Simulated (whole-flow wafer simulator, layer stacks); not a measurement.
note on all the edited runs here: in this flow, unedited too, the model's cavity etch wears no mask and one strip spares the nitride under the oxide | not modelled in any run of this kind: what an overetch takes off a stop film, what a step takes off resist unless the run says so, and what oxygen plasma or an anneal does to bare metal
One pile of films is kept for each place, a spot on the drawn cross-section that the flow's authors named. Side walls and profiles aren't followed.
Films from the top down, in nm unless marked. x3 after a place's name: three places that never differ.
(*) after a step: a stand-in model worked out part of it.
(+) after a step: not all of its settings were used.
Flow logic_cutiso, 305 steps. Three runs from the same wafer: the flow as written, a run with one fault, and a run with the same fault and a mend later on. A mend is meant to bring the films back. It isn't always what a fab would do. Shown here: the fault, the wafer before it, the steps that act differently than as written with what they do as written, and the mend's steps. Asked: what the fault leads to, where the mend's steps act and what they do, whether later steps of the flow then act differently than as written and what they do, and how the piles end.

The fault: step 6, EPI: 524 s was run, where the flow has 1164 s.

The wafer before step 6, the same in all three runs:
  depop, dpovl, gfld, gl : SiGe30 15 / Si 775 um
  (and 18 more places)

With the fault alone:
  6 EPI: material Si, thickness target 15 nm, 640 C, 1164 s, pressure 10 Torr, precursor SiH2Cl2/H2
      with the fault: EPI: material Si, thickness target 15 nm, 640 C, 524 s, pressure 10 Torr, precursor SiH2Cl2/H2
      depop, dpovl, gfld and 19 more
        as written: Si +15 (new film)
        with the fault: Si +6.75 (new film)
  Later steps of the flow that act differently than as written (2 more steps differ only slightly, by at most 2% or 0.5 nm, whichever is larger, and aren't shown):
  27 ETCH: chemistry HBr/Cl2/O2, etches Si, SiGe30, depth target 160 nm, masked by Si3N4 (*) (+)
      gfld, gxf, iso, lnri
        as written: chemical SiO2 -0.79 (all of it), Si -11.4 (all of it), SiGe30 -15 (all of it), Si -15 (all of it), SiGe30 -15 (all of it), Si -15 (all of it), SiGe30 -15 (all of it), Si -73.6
        with the fault: chemical SiO2 -0.79 (all of it), Si -11.4 (all of it), SiGe30 -15 (all of it), Si -15 (all of it), SiGe30 -15 (all of it), Si -6.75 (all of it), SiGe30 -15 (all of it), Si -81.9
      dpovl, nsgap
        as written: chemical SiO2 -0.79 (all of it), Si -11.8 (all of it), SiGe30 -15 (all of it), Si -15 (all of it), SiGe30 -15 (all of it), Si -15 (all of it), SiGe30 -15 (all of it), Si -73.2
        with the fault: chemical SiO2 -0.79 (all of it), Si -11.8 (all of it), SiGe30 -15 (all of it), Si -15 (all of it), SiGe30 -15 (all of it), Si -6.75 (all of it), SiGe30 -15 (all of it), Si -81.5
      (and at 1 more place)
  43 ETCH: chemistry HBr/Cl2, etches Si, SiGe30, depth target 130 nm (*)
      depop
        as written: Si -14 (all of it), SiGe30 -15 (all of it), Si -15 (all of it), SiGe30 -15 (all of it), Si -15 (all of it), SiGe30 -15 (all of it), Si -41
        with the fault: Si -14 (all of it), SiGe30 -15 (all of it), Si -15 (all of it), SiGe30 -15 (all of it), Si -6.75 (all of it), SiGe30 -15 (all of it), Si -49.2
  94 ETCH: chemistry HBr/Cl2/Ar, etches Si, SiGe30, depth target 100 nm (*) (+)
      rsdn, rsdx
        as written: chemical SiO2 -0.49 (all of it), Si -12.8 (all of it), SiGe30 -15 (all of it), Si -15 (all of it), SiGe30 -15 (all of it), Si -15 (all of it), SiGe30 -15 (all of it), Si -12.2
        with the fault: chemical SiO2 -0.49 (all of it), Si -12.8 (all of it), SiGe30 -15 (all of it), Si -15 (all of it), SiGe30 -15 (all of it), Si -6.75 (all of it), SiGe30 -15 (all of it), Si -20.4
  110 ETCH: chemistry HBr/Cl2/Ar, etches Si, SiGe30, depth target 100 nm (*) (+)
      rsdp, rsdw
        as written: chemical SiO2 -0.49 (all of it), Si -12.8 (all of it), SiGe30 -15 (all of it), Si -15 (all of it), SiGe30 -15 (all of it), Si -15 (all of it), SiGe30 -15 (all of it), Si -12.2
        with the fault: chemical SiO2 -0.49 (all of it), Si -12.8 (all of it), SiGe30 -15 (all of it), Si -15 (all of it), SiGe30 -15 (all of it), Si -6.75 (all of it), SiGe30 -15 (all of it), Si -20.4
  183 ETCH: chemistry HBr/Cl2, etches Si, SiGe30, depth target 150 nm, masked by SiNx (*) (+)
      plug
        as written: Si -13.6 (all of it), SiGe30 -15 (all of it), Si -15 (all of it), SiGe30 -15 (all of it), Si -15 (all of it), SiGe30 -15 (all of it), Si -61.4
        with the fault: Si -13.6 (all of it), SiGe30 -15 (all of it), Si -15 (all of it), SiGe30 -15 (all of it), Si -6.75 (all of it), SiGe30 -15 (all of it), Si -69.7
  At the end the piles differ from the flow's by more than 2% or 0.5 nm, whichever is larger, at gl, glp, gxn and 6 more.
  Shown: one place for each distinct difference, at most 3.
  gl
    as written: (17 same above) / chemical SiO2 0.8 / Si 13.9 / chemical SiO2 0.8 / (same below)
    with the fault: (17 same above) / chemical SiO2 0.8 / Si 5.67 / chemical SiO2 0.8 / (same below)
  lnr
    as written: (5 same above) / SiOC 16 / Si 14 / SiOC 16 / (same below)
    with the fault: (5 same above) / SiOC 16 / Si 5.72 / SiOC 16 / (same below)
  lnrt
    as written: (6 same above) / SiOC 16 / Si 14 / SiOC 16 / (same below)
    with the fault: (6 same above) / SiOC 16 / Si 5.72 / SiOC 16 / (same below)

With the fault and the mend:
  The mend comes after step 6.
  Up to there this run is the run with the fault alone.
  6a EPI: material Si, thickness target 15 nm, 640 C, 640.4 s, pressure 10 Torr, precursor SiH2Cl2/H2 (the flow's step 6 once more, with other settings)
      depop, dpovl, gfld and 19 more
        Si +8.25
  No later step of the flow acts differently than as written at any place that is followed.
  At the end the piles are the same as the flow's at every place that both follow.
